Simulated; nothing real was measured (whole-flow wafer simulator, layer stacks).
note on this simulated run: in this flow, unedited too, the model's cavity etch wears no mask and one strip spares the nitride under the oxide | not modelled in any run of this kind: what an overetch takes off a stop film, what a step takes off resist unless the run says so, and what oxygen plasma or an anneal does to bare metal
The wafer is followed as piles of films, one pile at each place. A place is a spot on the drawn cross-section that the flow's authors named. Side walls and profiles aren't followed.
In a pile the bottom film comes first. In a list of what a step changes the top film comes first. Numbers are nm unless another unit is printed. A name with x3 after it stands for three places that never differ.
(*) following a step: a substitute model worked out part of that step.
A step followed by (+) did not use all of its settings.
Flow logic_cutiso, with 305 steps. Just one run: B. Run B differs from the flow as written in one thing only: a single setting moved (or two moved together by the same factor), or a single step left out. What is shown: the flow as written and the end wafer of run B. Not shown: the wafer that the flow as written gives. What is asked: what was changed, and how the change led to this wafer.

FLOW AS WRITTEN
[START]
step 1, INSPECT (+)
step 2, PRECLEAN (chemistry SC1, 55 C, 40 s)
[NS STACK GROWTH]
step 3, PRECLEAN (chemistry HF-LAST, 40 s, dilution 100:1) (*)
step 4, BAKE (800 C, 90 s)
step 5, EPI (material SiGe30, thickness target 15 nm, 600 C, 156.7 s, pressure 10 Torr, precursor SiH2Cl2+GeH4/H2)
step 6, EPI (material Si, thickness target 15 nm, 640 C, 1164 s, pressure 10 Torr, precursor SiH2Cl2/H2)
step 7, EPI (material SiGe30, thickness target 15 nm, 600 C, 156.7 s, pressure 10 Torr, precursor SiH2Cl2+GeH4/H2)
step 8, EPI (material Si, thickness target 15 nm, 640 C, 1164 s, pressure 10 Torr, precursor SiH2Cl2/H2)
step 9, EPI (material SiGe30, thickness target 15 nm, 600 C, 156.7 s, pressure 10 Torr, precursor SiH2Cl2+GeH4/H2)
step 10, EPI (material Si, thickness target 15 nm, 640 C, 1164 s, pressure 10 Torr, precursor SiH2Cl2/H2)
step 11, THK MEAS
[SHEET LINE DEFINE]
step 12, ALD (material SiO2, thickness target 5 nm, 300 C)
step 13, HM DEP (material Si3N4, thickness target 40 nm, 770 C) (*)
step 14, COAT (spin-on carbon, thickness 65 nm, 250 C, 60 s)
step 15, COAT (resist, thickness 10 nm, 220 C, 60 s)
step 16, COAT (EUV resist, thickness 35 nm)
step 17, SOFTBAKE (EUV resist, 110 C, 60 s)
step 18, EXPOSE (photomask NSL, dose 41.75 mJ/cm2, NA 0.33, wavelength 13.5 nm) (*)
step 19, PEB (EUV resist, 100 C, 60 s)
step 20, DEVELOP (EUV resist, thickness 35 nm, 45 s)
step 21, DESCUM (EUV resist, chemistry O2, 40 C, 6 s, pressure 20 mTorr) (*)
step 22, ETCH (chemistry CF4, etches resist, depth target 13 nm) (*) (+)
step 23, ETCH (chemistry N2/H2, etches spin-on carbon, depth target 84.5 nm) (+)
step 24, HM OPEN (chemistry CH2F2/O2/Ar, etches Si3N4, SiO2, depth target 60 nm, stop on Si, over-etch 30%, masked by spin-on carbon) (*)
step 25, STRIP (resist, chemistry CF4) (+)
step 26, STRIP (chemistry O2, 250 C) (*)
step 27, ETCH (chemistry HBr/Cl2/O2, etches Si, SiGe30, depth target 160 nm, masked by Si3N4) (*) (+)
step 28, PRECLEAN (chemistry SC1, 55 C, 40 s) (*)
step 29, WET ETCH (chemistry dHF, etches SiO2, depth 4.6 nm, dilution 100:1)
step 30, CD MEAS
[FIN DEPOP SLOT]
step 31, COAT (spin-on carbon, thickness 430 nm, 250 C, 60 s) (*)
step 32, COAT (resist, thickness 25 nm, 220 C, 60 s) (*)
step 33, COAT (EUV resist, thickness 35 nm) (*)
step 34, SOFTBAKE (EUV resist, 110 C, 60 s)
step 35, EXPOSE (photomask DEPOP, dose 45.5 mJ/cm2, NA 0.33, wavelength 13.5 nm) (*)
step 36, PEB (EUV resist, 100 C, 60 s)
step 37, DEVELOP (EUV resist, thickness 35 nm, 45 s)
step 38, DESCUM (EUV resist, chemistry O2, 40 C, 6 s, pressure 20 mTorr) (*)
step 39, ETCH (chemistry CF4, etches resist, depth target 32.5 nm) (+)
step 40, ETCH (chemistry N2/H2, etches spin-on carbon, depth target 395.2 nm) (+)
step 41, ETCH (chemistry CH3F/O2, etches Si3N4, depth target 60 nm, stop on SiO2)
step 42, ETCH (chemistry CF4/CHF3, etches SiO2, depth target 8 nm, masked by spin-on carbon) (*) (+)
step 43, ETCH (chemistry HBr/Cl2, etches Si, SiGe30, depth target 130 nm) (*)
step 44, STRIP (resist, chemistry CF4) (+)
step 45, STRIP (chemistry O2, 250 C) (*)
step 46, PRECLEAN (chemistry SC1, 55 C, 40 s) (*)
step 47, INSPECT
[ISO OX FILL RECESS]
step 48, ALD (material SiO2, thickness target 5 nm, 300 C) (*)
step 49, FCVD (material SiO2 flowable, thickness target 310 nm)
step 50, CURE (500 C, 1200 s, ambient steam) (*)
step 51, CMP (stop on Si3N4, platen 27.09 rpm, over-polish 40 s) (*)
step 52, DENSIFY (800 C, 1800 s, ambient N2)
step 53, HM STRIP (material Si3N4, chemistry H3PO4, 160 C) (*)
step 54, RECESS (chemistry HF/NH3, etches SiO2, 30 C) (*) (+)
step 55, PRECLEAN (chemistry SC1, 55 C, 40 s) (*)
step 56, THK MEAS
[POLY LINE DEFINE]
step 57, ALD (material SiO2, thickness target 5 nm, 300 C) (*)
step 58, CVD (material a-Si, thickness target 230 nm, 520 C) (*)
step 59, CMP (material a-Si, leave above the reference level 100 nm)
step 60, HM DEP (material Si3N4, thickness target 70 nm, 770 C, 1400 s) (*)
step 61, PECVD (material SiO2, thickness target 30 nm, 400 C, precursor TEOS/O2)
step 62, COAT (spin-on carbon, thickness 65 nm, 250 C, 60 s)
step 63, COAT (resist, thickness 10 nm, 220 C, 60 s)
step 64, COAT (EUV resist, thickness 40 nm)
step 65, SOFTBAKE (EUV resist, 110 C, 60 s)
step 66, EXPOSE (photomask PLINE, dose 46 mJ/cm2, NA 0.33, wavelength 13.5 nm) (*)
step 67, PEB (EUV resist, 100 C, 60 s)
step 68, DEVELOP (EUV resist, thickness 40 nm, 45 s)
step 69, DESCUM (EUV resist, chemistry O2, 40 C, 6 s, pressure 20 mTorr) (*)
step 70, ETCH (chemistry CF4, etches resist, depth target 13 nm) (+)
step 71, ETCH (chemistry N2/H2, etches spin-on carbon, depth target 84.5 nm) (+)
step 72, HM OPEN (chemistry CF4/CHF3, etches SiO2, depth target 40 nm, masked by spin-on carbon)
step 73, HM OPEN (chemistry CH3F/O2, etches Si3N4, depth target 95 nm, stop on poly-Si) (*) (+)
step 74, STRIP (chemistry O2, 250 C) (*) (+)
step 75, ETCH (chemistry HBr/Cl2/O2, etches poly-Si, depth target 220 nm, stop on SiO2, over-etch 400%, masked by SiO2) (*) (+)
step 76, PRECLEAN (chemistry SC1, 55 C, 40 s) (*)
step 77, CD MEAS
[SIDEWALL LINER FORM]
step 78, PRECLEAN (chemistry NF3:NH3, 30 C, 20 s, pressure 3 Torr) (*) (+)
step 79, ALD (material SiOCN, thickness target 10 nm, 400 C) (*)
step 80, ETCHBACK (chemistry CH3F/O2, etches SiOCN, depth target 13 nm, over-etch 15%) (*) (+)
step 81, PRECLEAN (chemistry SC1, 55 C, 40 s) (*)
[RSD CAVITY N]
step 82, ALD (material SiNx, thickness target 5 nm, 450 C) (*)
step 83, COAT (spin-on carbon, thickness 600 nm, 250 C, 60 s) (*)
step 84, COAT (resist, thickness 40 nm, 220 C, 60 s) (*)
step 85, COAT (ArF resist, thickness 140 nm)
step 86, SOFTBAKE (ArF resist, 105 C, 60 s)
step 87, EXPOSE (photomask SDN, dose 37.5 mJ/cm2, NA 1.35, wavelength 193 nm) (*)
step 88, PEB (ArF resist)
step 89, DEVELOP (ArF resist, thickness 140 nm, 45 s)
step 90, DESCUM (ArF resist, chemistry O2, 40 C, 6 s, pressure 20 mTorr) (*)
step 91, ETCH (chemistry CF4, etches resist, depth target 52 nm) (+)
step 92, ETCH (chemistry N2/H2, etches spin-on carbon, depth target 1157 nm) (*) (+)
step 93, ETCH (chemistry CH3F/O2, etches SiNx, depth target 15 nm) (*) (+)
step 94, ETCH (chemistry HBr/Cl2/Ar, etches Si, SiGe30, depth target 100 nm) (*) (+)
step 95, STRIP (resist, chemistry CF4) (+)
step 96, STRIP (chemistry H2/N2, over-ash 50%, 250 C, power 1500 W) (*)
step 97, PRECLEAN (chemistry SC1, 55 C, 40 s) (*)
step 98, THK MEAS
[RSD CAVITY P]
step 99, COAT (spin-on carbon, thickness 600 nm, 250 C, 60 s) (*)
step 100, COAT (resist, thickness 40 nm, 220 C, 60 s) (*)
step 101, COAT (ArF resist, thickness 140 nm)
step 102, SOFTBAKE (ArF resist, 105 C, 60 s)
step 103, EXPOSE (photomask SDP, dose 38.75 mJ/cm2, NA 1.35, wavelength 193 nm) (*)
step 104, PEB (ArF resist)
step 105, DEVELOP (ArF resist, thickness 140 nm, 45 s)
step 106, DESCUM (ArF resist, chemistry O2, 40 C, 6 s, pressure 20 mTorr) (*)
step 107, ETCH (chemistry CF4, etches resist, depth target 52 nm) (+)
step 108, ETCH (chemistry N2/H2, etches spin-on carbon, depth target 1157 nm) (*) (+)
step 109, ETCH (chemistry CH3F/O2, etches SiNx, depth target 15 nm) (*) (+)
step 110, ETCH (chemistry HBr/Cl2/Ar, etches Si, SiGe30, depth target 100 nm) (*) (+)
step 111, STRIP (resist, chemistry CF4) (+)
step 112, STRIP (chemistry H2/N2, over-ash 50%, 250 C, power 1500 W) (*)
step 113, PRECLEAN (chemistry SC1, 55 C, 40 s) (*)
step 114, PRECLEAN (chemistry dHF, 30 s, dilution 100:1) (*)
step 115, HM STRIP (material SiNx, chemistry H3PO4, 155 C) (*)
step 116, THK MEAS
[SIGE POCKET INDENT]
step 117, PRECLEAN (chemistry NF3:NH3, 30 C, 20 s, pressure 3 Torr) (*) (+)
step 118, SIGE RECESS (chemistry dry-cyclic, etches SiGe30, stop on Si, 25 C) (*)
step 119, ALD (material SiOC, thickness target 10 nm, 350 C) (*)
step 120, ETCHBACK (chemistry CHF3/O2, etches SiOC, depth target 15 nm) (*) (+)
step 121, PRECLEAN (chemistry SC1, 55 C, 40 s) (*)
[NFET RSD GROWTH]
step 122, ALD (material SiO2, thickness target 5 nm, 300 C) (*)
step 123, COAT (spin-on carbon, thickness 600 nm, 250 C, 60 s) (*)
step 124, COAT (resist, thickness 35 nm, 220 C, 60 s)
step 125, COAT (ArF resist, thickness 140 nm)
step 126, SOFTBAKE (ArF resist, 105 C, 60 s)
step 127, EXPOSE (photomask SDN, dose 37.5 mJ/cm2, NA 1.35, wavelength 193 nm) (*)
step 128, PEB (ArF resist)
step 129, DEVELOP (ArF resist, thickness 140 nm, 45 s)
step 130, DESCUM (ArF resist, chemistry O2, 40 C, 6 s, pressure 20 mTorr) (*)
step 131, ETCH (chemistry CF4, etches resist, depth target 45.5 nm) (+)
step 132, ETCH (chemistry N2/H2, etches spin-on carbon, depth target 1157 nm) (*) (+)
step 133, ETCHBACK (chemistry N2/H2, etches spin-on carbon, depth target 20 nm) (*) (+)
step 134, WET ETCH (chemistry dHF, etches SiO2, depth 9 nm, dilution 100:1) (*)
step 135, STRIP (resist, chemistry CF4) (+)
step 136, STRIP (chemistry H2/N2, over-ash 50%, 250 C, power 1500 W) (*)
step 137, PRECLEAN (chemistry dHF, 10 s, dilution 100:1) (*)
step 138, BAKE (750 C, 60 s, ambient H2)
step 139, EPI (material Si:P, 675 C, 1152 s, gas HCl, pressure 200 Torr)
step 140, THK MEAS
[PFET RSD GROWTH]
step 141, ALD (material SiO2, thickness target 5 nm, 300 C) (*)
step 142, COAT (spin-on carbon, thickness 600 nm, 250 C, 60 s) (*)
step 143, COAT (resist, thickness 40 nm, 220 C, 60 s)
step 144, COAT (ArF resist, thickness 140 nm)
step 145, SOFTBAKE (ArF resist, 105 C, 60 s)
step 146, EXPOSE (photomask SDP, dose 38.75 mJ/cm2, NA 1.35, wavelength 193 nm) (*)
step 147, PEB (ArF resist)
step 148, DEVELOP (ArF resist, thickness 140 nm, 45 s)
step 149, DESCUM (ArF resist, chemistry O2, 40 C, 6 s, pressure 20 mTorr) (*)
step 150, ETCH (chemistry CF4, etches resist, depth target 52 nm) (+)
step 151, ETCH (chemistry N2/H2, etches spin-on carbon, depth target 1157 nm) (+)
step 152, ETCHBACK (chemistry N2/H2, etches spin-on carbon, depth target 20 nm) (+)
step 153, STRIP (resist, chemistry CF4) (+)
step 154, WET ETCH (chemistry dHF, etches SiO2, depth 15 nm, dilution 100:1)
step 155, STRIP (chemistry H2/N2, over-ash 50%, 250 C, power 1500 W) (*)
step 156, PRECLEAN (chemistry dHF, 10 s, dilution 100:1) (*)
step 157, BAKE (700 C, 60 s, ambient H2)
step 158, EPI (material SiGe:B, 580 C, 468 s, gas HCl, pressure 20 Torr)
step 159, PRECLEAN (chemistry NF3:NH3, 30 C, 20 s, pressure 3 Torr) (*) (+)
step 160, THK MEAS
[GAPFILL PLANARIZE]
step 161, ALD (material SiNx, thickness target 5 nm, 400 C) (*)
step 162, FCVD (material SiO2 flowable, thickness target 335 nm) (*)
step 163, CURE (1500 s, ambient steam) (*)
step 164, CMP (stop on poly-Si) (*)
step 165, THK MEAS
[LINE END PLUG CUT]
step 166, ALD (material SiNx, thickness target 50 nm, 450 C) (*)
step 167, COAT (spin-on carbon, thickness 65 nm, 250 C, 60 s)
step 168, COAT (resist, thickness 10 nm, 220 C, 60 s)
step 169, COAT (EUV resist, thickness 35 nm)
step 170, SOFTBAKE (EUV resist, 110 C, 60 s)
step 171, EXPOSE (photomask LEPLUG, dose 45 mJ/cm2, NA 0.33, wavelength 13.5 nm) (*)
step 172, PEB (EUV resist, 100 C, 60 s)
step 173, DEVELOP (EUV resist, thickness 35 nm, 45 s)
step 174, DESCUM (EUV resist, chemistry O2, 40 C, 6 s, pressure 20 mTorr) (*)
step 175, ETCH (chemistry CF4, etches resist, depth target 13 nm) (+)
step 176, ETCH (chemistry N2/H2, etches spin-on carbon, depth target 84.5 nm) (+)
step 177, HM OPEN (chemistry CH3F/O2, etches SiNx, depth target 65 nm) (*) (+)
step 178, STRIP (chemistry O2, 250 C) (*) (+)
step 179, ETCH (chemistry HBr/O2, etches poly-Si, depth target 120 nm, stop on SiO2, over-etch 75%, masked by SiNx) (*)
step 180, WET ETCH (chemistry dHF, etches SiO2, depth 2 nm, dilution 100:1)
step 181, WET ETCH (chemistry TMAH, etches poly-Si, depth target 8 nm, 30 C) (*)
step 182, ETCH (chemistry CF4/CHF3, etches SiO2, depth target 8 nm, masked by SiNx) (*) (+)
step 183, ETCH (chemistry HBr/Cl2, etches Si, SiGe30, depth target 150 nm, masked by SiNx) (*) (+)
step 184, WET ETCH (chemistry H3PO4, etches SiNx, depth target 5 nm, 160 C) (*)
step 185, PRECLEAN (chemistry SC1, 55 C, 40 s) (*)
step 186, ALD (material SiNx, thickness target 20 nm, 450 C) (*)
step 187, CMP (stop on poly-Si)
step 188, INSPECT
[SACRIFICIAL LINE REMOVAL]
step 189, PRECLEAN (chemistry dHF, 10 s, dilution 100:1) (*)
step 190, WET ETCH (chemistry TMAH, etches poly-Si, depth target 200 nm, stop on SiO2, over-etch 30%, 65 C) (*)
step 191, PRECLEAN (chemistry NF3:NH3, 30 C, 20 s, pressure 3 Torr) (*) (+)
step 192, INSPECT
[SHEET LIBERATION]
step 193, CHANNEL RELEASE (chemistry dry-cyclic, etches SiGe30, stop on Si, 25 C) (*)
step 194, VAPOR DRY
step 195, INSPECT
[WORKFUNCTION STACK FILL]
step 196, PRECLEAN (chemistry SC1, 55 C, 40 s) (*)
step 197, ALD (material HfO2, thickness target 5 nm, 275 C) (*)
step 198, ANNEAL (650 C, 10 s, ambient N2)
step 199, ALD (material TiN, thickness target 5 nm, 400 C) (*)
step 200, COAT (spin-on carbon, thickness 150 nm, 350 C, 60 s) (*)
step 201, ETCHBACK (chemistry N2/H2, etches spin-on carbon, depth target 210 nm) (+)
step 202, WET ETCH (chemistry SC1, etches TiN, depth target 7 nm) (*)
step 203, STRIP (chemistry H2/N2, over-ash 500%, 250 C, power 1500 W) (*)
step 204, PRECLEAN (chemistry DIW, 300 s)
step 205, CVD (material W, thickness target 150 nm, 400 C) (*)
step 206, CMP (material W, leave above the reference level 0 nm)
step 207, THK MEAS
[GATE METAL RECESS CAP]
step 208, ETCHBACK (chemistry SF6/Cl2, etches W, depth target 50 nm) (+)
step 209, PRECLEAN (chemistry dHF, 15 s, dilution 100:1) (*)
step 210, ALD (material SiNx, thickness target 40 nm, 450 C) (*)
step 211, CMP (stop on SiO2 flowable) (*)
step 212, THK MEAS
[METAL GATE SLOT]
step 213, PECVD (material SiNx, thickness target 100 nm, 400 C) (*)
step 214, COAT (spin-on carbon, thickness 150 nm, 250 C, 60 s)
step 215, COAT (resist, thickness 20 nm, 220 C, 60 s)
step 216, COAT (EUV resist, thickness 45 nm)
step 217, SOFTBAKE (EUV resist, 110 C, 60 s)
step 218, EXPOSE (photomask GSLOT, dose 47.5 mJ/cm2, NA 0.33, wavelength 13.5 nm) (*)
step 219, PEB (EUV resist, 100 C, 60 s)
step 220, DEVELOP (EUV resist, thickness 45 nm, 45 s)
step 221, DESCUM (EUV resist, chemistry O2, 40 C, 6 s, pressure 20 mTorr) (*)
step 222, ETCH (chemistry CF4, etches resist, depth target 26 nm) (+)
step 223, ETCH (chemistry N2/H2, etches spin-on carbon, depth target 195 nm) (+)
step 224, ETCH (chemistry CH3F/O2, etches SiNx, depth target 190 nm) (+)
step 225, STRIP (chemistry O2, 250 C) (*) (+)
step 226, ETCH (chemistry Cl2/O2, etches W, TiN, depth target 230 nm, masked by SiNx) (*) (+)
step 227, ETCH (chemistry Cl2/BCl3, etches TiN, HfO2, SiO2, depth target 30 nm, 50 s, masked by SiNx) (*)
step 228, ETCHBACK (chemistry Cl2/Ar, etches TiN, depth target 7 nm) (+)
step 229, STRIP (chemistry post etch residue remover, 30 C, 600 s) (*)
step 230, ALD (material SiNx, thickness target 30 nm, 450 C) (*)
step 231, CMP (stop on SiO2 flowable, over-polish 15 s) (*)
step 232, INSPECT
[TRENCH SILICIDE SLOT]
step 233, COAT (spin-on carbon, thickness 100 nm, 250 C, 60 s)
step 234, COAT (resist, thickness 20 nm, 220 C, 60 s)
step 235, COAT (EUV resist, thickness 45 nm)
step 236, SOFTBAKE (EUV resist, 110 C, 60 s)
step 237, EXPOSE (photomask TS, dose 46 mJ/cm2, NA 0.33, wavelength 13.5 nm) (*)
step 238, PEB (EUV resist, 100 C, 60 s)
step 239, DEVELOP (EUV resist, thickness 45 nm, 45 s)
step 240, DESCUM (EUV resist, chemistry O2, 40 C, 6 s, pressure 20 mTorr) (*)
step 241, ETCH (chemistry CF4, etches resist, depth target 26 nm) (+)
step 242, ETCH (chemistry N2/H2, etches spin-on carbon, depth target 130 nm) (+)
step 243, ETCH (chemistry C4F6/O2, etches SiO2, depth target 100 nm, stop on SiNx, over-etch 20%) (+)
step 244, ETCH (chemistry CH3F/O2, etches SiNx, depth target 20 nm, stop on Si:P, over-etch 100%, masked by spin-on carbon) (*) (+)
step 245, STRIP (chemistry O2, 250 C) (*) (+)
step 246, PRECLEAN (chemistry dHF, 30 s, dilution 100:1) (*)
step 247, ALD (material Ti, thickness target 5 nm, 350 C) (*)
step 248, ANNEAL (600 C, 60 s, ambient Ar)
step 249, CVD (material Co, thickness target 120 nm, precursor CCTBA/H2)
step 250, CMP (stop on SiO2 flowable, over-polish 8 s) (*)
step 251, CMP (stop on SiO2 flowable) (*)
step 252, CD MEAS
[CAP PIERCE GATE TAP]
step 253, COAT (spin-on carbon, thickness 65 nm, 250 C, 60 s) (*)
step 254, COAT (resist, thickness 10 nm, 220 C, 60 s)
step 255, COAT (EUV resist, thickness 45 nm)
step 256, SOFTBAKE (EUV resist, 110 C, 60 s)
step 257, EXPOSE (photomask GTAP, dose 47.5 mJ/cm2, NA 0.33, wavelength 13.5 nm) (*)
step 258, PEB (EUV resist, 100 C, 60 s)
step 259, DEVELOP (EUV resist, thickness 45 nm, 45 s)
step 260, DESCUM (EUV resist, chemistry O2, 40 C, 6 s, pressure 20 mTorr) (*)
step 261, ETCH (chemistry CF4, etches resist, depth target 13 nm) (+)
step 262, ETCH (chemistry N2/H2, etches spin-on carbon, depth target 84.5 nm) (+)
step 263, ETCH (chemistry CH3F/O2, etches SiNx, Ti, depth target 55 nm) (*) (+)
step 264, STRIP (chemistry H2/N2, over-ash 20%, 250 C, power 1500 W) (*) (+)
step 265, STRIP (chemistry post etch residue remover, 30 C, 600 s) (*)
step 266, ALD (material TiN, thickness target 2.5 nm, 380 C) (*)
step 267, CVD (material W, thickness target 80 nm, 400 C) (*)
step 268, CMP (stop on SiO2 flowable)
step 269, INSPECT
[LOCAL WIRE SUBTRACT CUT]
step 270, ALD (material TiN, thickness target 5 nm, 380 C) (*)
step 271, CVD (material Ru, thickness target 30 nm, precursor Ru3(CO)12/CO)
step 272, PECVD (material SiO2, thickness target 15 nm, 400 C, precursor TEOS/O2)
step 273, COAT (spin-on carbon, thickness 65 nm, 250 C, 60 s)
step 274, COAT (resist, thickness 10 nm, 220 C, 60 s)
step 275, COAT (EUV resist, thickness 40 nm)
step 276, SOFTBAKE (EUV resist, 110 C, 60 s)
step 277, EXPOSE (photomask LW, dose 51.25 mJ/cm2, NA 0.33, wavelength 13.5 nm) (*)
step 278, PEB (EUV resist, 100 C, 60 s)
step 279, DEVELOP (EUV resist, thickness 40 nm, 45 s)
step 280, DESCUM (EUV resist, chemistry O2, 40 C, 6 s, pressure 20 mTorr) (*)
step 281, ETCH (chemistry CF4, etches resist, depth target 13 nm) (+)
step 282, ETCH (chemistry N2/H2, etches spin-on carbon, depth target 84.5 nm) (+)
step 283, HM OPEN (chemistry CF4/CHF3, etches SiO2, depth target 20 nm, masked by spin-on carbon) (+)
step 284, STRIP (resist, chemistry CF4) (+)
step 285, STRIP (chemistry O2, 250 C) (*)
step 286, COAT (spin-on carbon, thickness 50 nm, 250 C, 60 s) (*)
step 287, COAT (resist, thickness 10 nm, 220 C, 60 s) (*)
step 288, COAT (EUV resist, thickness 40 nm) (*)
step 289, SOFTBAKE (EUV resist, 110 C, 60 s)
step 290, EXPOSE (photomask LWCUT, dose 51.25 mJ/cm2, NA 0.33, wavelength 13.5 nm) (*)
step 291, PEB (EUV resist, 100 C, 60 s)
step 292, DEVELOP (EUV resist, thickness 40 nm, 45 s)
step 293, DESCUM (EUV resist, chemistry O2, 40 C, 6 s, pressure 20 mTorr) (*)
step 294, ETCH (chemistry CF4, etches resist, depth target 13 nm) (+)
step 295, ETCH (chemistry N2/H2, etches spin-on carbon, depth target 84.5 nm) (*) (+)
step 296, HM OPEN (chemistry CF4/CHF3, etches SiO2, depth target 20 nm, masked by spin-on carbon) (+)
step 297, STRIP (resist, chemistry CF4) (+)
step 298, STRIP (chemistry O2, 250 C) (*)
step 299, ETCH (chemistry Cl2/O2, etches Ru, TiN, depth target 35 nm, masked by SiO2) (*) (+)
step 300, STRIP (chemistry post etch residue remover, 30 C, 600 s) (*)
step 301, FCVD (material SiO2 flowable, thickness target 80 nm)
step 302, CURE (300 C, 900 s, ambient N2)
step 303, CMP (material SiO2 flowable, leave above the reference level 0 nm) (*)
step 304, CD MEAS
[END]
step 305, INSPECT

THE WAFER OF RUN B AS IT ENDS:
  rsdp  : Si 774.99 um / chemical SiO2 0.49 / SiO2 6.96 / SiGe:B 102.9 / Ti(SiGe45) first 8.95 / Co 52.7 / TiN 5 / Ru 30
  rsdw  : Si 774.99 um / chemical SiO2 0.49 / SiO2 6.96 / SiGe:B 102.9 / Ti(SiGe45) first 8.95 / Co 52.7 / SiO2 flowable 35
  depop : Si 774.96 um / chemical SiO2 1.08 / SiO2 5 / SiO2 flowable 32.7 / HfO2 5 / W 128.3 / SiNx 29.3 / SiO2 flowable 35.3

The reason: step 151, ETCH: chemistry N2/H2, etches spin-on carbon, depth target 1157 nm (+), was not run.

How this came from the change, step by step:
  step 152, ETCHBACK (chemistry N2/H2, etches spin-on carbon, depth target 20 nm) (+)
      depop, dpovl, gfld and 14 more: ArF resist loses 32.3 (in the flow as written it would be: resist loses 1.33)
      glp, gxp, lnrp, rsdp, rsdw: spin-on carbon loses 20 (in the flow as written it would be: SiO2 loses 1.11)
  step 153, STRIP (resist, chemistry CF4) (+)
      depop, dpovl, gfld and 14 more: ArF resist loses 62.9 (all of it), resist loses 40 (all of it) (in the flow as written it would be: resist loses 12 (all of it))
      glp: nothing (in the flow as written it would be: SiO2 loses 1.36 (all of it))
      (and at 4 other places as well)
  step 154, WET ETCH (chemistry dHF, etches SiO2, depth 15 nm, dilution 100:1)
      rsdp: nothing (in the flow as written it would be: SiO2 loses 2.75 (all of it), chemical SiO2 loses 0.49 (all of it))
      rsdw: nothing (in the flow as written it would be: SiO2 loses 2.25 (all of it), chemical SiO2 loses 0.49 (all of it))
  step 155, STRIP (chemistry H2/N2, over-ash 50%, 250 C, power 1500 W) (*)
      rsdp, rsdw: spin-on carbon loses 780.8 (all of it) (in the flow as written it would be: nothing)
      glp: spin-on carbon loses 504.5 (all of it) (in the flow as written it would be: nothing)
      (and at 2 other places as well)
  step 156, PRECLEAN (chemistry dHF, 10 s, dilution 100:1) (*)
      glp, gxp: SiO2 loses 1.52 (in the flow as written it would be: Si3N4 loses 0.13)
      rsdp, rsdw: SiO2 loses 1.52 (in the flow as written it would be: nothing)
      (and at 1 other place as well)
  step 158, EPI (material SiGe:B, 580 C, 468 s, gas HCl, pressure 20 Torr)
      rsdp, rsdw: SiGe:B gains 109.4 (new film) (in the flow as written it would be: SiGe:B gains 116.8 (new film))
  step 159, PRECLEAN (chemistry NF3:NH3, 30 C, 20 s, pressure 3 Torr) (*) (+)
      glp: SiO2 loses 6.96 (all of it) (in the flow as written it would be: Si3N4 loses 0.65)
      gxp: SiO2 loses 7.42 (in the flow as written it would be: Si3N4 loses 0.65)
      (and at 1 other place as well)
  step 164, CMP (stop on poly-Si) (*)
      gxp: SiO2 flowable loses 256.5 (all of it), SiNx loses 5 (all of it), SiO2 loses 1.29 (all of it), Si3N4 loses 70 (all of it) (in the flow as written it would be: SiO2 flowable loses 256.8 (all of it), SiNx loses 5 (all of it), Si3N4 loses 69.2 (all of it))
